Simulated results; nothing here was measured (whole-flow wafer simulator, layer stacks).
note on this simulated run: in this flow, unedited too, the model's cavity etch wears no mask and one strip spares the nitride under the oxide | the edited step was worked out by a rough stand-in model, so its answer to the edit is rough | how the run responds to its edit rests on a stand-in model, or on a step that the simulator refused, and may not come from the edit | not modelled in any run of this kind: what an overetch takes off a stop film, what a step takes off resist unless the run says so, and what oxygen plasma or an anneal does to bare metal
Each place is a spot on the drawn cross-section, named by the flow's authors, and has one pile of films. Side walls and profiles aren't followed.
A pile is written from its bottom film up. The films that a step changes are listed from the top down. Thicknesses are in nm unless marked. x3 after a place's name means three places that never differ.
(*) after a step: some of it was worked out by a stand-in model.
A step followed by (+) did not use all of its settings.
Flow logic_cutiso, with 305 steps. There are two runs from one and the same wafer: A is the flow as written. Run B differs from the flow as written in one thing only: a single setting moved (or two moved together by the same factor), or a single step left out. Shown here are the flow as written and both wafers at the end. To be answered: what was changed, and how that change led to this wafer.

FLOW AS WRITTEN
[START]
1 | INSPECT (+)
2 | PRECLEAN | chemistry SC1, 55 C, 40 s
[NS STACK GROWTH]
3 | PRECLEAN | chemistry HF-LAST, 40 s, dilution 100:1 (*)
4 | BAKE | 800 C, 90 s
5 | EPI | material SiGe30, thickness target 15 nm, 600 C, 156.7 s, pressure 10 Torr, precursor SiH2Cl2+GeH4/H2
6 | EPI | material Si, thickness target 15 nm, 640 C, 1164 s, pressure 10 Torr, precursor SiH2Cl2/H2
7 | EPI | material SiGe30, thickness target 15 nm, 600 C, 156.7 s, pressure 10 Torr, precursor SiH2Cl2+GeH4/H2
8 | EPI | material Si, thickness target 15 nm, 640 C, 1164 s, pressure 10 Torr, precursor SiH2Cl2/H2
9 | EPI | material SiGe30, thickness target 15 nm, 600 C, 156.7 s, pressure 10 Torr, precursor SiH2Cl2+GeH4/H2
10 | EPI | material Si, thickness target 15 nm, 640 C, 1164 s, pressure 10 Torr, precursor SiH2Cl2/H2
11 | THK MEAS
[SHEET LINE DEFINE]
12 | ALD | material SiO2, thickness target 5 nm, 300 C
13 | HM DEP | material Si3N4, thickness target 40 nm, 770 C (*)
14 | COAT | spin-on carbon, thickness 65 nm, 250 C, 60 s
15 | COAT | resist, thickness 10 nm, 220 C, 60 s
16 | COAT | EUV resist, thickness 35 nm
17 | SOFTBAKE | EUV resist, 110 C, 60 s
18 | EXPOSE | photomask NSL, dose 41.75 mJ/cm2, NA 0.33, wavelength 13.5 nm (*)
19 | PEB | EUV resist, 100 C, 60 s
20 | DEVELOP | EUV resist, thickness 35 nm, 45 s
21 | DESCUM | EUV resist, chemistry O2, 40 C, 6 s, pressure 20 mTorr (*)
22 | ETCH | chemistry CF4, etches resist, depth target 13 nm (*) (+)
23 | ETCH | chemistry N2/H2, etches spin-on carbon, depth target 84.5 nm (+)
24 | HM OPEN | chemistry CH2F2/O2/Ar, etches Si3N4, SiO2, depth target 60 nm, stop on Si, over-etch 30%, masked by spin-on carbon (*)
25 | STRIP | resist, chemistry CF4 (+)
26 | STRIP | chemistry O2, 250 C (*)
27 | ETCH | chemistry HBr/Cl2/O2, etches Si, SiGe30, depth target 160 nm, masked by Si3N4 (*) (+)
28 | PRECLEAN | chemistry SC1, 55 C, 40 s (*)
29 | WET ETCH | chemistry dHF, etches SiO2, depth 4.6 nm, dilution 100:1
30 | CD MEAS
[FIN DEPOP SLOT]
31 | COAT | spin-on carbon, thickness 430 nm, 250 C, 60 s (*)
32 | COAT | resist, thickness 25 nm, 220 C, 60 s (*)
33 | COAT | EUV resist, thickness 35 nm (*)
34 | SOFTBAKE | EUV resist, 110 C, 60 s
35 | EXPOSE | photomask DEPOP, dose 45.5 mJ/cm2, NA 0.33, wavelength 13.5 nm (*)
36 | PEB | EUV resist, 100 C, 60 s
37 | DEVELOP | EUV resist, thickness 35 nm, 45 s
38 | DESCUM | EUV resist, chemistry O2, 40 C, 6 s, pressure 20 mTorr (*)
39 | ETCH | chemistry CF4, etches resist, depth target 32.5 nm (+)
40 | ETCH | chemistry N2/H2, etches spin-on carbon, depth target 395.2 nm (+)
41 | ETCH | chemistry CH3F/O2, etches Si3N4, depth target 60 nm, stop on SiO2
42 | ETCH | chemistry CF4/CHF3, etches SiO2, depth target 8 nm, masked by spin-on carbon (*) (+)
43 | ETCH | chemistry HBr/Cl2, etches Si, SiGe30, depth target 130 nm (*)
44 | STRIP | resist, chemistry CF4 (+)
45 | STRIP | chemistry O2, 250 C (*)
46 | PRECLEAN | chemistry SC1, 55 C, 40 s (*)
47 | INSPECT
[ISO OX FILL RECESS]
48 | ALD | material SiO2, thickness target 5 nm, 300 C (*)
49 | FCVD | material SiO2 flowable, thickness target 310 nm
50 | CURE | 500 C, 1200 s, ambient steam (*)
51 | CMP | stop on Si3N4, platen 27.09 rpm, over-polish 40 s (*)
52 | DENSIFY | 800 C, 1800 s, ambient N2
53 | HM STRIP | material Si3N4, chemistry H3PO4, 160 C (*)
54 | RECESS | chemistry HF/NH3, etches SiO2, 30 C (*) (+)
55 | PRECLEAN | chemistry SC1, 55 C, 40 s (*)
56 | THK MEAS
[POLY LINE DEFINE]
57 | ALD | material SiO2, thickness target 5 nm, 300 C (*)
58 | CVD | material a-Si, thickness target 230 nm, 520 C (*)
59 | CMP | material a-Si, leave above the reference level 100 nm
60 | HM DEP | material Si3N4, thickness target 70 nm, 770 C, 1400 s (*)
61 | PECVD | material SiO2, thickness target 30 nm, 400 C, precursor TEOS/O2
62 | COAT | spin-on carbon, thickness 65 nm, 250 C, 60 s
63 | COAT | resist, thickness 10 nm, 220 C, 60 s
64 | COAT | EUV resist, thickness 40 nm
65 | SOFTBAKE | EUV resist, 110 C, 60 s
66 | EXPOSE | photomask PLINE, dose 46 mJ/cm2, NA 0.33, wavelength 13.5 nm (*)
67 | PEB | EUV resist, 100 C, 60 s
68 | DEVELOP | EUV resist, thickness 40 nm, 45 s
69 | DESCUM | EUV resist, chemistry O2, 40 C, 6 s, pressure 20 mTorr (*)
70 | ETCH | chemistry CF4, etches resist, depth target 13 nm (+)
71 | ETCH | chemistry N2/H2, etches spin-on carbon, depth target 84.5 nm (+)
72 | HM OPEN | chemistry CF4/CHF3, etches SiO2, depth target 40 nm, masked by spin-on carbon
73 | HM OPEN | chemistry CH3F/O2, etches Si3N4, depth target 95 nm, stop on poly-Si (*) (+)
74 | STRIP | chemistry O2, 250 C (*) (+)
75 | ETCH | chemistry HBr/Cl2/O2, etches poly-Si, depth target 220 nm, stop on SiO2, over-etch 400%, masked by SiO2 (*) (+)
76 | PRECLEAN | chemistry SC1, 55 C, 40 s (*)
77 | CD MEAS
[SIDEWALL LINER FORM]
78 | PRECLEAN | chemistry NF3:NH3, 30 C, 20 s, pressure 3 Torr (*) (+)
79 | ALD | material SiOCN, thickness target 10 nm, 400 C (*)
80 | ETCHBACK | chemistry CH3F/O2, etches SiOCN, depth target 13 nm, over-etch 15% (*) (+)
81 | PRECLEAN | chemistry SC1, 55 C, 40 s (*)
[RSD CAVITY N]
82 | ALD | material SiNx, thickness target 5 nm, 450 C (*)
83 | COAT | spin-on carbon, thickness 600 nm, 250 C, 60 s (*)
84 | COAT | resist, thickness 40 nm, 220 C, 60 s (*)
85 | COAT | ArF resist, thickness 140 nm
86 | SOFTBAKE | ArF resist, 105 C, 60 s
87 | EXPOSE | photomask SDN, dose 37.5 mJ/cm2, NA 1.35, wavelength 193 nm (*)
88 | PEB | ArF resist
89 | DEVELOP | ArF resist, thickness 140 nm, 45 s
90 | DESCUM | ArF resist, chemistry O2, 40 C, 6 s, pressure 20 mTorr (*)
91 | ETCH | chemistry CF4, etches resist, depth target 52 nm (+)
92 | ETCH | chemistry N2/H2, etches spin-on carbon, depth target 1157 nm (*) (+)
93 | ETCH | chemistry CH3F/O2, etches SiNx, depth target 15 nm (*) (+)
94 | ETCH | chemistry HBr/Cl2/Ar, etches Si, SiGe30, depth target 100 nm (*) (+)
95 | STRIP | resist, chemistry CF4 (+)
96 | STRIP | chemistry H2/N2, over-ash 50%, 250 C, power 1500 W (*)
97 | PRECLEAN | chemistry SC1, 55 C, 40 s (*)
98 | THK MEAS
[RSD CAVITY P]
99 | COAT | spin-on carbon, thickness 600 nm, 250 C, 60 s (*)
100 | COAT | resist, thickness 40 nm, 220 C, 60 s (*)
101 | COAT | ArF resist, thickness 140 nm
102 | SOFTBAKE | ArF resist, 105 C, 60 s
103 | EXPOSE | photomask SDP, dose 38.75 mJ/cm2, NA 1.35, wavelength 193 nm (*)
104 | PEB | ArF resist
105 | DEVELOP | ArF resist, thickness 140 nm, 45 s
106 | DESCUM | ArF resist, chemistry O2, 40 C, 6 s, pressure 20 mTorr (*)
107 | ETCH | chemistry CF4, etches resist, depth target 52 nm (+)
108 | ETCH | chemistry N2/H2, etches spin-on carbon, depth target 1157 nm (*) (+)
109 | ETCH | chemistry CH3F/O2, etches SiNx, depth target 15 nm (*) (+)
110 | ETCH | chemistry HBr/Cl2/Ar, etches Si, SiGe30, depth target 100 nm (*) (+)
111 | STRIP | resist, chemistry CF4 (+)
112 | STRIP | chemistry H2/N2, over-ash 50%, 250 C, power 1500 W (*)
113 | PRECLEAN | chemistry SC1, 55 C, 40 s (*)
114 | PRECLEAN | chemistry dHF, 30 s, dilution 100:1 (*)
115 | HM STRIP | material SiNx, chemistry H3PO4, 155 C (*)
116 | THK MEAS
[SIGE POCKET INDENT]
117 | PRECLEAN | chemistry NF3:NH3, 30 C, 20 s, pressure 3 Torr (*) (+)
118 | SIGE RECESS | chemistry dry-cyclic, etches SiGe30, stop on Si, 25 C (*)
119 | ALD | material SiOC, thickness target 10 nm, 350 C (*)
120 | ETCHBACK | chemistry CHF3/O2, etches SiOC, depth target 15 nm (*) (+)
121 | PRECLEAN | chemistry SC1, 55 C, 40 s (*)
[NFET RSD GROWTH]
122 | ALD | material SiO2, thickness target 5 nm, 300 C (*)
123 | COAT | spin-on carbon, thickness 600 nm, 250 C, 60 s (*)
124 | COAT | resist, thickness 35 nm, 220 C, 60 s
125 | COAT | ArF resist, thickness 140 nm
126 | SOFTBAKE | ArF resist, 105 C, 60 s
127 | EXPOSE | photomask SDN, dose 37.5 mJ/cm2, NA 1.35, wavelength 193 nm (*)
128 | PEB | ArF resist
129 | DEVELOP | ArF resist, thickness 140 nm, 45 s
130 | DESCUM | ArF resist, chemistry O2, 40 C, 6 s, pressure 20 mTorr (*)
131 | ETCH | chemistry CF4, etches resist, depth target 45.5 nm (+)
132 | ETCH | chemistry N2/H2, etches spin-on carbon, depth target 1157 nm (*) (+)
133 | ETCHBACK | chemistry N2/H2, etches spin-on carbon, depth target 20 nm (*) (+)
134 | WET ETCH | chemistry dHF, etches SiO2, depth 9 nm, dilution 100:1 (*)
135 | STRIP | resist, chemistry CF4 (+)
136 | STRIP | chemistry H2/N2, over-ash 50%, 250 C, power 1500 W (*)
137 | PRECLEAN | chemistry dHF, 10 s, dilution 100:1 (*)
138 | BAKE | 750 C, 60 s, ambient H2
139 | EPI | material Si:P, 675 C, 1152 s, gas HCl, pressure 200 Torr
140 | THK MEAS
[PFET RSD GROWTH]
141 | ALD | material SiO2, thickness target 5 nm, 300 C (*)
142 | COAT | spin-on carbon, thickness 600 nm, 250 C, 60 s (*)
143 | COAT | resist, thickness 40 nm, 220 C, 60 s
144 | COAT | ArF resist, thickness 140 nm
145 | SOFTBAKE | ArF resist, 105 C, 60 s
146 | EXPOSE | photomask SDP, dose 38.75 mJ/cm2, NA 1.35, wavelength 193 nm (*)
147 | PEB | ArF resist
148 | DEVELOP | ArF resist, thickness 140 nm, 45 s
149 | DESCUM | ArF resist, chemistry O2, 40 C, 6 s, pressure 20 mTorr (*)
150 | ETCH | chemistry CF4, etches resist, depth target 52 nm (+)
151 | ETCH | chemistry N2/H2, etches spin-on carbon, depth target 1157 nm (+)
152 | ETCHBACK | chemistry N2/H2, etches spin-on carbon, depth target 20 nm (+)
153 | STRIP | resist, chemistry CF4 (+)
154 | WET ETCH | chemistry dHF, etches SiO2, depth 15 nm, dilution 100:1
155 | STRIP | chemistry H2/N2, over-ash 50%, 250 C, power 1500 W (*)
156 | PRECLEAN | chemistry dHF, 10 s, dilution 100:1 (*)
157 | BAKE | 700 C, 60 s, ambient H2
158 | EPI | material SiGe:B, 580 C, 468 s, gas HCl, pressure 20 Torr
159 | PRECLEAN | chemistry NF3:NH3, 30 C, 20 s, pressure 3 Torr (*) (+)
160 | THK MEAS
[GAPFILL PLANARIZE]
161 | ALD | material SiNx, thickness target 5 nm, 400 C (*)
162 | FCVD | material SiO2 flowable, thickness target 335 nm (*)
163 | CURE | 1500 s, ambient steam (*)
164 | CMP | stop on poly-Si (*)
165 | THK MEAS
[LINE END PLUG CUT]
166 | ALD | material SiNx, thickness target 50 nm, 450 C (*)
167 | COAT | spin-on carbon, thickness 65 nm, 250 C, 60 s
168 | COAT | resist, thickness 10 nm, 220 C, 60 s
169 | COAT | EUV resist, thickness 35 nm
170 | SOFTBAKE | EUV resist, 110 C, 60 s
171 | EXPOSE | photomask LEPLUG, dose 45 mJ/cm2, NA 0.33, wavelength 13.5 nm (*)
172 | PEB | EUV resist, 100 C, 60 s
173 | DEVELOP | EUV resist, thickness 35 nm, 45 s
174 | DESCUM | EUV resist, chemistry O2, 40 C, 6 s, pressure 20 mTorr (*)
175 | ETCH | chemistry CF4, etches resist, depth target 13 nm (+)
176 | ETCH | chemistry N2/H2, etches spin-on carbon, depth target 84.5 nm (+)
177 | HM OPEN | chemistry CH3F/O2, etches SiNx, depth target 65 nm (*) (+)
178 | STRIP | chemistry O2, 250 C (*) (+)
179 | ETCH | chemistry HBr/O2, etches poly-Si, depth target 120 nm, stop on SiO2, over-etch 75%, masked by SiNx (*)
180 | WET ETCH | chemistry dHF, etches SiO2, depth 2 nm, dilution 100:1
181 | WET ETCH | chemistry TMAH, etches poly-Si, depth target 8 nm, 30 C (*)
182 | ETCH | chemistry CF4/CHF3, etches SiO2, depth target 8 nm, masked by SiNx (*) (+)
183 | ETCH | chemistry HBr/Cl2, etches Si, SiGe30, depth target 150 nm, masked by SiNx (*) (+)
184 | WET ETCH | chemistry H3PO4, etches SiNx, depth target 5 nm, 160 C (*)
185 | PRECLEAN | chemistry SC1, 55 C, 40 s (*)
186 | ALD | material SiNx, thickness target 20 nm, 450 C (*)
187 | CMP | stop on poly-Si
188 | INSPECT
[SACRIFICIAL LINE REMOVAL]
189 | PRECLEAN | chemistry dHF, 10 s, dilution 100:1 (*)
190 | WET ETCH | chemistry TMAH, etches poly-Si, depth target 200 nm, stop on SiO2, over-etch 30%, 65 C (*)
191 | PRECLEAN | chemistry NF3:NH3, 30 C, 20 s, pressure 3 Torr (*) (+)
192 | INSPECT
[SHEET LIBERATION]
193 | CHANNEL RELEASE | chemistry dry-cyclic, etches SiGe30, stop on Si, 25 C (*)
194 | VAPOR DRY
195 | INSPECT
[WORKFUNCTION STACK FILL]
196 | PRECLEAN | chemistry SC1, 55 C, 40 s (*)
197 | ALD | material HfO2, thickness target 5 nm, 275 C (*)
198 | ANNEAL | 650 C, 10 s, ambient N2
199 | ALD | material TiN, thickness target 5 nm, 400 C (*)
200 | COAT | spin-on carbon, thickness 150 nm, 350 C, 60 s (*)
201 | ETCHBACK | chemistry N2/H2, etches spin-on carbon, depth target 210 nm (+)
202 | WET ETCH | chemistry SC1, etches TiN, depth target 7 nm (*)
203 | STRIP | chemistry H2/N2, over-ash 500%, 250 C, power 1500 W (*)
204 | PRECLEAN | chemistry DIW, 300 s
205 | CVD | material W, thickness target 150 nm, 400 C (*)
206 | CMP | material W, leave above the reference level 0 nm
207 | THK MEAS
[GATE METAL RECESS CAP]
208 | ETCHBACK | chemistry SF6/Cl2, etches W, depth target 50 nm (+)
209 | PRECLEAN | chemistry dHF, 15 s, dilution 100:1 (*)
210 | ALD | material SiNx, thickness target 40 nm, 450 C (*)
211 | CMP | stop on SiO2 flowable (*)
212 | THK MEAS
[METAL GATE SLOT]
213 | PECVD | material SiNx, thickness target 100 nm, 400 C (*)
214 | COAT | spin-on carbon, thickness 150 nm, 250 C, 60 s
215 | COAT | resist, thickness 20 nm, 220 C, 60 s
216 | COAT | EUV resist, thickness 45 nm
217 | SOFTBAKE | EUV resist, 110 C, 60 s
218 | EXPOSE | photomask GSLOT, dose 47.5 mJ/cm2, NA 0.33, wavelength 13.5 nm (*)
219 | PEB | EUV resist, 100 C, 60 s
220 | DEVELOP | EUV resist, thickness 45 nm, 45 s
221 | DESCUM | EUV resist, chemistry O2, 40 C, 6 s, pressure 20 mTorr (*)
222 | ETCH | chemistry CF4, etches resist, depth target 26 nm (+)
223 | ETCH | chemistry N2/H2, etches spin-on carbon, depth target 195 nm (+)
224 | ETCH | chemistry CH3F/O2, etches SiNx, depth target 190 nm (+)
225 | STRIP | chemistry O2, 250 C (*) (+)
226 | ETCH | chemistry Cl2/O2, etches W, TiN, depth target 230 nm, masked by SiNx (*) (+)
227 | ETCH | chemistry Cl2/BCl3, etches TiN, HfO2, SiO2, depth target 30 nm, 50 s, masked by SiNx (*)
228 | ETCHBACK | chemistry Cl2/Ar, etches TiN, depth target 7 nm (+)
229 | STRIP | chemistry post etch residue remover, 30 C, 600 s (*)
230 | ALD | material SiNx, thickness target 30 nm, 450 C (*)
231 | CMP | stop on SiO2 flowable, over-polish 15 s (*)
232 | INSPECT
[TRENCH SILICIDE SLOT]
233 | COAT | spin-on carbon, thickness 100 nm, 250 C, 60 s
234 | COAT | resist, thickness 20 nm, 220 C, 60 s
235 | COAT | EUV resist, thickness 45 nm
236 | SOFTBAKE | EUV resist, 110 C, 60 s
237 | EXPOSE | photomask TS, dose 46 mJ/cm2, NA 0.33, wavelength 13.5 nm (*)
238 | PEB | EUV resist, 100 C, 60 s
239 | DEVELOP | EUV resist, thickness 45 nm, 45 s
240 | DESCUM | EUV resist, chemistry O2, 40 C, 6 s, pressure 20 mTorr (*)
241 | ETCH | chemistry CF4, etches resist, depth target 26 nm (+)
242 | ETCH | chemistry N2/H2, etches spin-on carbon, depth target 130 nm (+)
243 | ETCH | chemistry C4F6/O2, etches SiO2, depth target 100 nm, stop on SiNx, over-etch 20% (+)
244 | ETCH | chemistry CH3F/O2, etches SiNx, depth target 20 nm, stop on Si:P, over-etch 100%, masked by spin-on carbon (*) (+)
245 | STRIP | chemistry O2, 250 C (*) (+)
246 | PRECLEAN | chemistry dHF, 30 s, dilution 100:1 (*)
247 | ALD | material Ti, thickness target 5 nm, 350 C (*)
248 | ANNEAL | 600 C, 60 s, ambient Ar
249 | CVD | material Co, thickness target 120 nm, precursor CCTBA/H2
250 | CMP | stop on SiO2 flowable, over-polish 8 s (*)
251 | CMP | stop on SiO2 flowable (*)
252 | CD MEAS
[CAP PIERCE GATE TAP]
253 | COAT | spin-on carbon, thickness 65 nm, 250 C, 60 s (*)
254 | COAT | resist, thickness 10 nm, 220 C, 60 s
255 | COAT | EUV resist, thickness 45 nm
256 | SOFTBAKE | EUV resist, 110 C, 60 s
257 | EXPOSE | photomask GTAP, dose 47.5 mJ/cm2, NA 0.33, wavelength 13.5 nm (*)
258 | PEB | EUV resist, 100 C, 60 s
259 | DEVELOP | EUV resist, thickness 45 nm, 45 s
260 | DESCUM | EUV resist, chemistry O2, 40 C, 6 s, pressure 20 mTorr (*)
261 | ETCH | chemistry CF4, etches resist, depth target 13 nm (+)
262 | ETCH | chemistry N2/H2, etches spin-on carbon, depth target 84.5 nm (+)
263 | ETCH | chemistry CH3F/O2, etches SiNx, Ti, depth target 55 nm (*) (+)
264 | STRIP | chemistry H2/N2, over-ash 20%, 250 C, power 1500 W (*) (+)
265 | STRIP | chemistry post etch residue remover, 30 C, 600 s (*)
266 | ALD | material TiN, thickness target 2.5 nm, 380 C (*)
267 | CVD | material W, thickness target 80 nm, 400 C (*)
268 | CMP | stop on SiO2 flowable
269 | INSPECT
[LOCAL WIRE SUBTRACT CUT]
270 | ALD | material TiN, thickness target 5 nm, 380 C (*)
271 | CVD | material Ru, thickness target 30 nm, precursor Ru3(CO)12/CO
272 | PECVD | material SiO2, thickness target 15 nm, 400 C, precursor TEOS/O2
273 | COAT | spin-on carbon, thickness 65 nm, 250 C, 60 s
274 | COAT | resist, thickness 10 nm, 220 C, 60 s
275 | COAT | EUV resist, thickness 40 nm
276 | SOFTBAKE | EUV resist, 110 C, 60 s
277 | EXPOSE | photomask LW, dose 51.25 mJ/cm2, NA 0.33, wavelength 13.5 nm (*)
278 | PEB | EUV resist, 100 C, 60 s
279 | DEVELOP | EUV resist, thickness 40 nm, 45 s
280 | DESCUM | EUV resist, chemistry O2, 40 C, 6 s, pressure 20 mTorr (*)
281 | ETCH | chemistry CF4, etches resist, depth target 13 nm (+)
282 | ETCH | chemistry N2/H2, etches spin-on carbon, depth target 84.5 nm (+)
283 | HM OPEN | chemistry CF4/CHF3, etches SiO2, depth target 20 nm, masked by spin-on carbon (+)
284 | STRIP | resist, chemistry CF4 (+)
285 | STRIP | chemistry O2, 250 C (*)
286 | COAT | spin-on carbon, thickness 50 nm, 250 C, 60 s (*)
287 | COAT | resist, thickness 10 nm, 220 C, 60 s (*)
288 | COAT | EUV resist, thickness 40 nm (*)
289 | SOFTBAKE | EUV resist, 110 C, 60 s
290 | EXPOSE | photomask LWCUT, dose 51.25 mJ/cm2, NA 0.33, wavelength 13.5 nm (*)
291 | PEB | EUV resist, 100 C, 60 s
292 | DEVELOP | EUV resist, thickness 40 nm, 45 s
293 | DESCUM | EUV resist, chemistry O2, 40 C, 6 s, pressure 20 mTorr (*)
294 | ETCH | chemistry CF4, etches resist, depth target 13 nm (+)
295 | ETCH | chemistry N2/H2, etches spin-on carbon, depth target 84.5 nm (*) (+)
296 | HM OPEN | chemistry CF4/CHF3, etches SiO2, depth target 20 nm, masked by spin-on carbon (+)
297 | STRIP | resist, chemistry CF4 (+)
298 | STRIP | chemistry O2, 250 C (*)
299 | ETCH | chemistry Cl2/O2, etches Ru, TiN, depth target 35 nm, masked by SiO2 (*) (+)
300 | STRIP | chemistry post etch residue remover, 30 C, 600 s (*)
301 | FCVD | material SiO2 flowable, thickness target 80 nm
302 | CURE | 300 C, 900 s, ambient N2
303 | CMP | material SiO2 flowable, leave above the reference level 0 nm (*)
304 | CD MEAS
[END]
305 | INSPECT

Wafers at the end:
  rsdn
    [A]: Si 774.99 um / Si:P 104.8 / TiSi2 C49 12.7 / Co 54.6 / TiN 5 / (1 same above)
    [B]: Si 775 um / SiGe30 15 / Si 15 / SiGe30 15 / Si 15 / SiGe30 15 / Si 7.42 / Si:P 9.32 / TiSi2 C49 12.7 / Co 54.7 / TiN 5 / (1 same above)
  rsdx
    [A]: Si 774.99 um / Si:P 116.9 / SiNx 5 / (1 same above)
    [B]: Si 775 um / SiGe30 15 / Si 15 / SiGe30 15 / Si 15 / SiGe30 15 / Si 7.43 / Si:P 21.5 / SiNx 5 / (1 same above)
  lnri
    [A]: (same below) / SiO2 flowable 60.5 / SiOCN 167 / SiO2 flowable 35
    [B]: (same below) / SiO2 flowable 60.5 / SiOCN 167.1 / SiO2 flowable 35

Cause: step 92, ETCH: depth target 694.2 nm was run, whereas the flow has depth target 1157 nm.

How this came from the change, step by step:
  92 | ETCH | chemistry N2/H2, etches spin-on carbon, depth target 1157 nm (*) (+)
      rsdn, rsdx: A spin-on carbon loses 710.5 (all of it), SiNx loses 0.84 | B spin-on carbon loses 694.2
      depop, dpovl, gfld and 12 more: A ArF resist loses 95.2 (all of it), resist loses 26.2 | B ArF resist loses 95.2 (all of it), resist loses 22.8
      (as well as at 5 more places)
  93 | ETCH | chemistry CH3F/O2, etches SiNx, depth target 15 nm (*) (+)
      rsdn, rsdx: A SiNx loses 4.16 (all of it) | B spin-on carbon loses 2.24
      gl, gxn: A SiNx loses 2.12 (all of it), SiO2 loses 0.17 | B SiNx loses 3.13 (all of it), SiO2 loses 0.13
      (as well as at 3 more places)
  94 | ETCH | chemistry HBr/Cl2/Ar, etches Si, SiGe30, depth target 100 nm (*) (+)
      rsdn, rsdx: A chemical SiO2 loses 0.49 (all of it), Si loses 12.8 (all of it), SiGe30 loses 15 (all of it), Si loses 15 (all of it), SiGe30 loses 15 (all of it), Si loses 15 (all of it), SiGe30 loses 15 (all of it), Si loses 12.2 | B nothing
  95 | STRIP | resist, chemistry CF4 (+)
      gl, gxn, tap: A nothing | B SiO2 loses 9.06
      lnr: A nothing | B SiOCN loses 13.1
      (as well as at 16 more places)
  96 | STRIP | chemistry H2/N2, over-ash 50%, 250 C, power 1500 W (*)
      rsdn, rsdx: A nothing | B spin-on carbon loses 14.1 (all of it)
  99 | COAT | spin-on carbon, thickness 600 nm, 250 C, 60 s (*)
      rsdp, rsdw: A spin-on carbon gains 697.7 (new film) | B spin-on carbon gains 712.7 (new film)
      gfld: A spin-on carbon gains 509.8 (new film) | B spin-on carbon gains 524.8 (new film)
      (as well as at 13 more places)
  108 | ETCH | chemistry N2/H2, etches spin-on carbon, depth target 1157 nm (*) (+)
      depop, dpovl, gfld and 14 more: A ArF resist loses 95.2 (all of it), resist loses 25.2 | B ArF resist loses 95.2 (all of it), resist loses 26
      rsdp, rsdw: A spin-on carbon loses 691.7 (all of it), SiNx loses 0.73 | B spin-on carbon loses 706.7 (all of it), SiNx loses 0.82
      (as well as at 3 more places)
  111 | STRIP | resist, chemistry CF4 (+)
      depop, dpovl, gfld and 6 more: A resist loses 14 (all of it) | B resist loses 13.2 (all of it)
      gl, gxf, gxn, lnr, lnrt, rsdn, rsdx: A resist loses 14.1 (all of it) | B resist loses 13.2 (all of it)
      (as well as at 1 more place)
  112 | STRIP | chemistry H2/N2, over-ash 50%, 250 C, power 1500 W (*)
      gfld: A spin-on carbon loses 509.8 (all of it) | B spin-on carbon loses 524.8 (all of it)
      gl: A spin-on carbon loses 514.9 (all of it) | B spin-on carbon loses 539.1 (all of it)
      (as well as at 9 more places)
  114 | PRECLEAN | chemistry dHF, 30 s, dilution 100:1 (*)
      gl, gxn, tap: A SiO2 loses 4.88 | B SiO2 loses 2.49 (all of it), Si3N4 loses 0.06
      rsdn, rsdx: A chemical SiO2 loses 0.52 (all of it) | B SiNx loses 1
  115 | HM STRIP | material SiNx, chemistry H3PO4, 155 C (*)
      gl, gxn, tap: A SiO2 loses 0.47 | B Si3N4 loses 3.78
      rsdn, rsdx: A chemical SiO2 gains 0.5 (new film), Si loses 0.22 | B SiNx loses 3.99 (all of it), chemical SiO2 gains 0.01
  117 | PRECLEAN | chemistry NF3:NH3, 30 C, 20 s, pressure 3 Torr (*) (+)
      gl, gxn, tap: A SiO2 loses 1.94 | B Si3N4 loses 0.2
  119 | ALD | material SiOC, thickness target 10 nm, 350 C (*)
      gxn: A SiOC gains 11 (new film) | B SiOC gains 10 (new film)
  120 | ETCHBACK | chemistry CHF3/O2, etches SiOC, depth target 15 nm (*) (+)
      gl, tap: A SiOC loses 10 (all of it), SiO2 loses 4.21 (all of it), Si3N4 loses 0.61 | B SiOC loses 10 (all of it), Si3N4 loses 3.85
      rsdn, rsdx: A SiOC loses 10 (all of it) | B SiOC loses 10 (all of it), Si loses 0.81
      (as well as at 1 more place)
  122 | ALD | material SiO2, thickness target 5 nm, 300 C (*)
      gxn: A SiO2 gains 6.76 (new film) | B SiO2 gains 5 (new film)
  123 | COAT | spin-on carbon, thickness 600 nm, 250 C, 60 s (*)
      gfld, gxf, lnrp, plug: A spin-on carbon gains 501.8 (new film) | B spin-on carbon gains 512.2 (new film)
      gl, tap: A spin-on carbon gains 507 (new film) | B spin-on carbon gains 525 (new film)
      (as well as at 8 more places)
  ... another 11 steps ...
  164 | CMP | stop on poly-Si (*)
      gxn: A SiO2 flowable loses 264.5 (all of it), SiNx loses 5 (all of it), SiO2 loses 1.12 (all of it), Si3N4 loses 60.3 (all of it) | B SiO2 flowable loses 274.6 (all of it), SiNx loses 5 (all of it), Si3N4 loses 49.1 (all of it)
      gl: A SiO2 flowable loses 270.7 (all of it), SiNx loses 5 (all of it), Si3N4 loses 55.3 (all of it) | B SiO2 flowable loses 274.6 (all of it), SiNx loses 5 (all of it), Si3N4 loses 49.1 (all of it)
      (as well as at 3 more places)
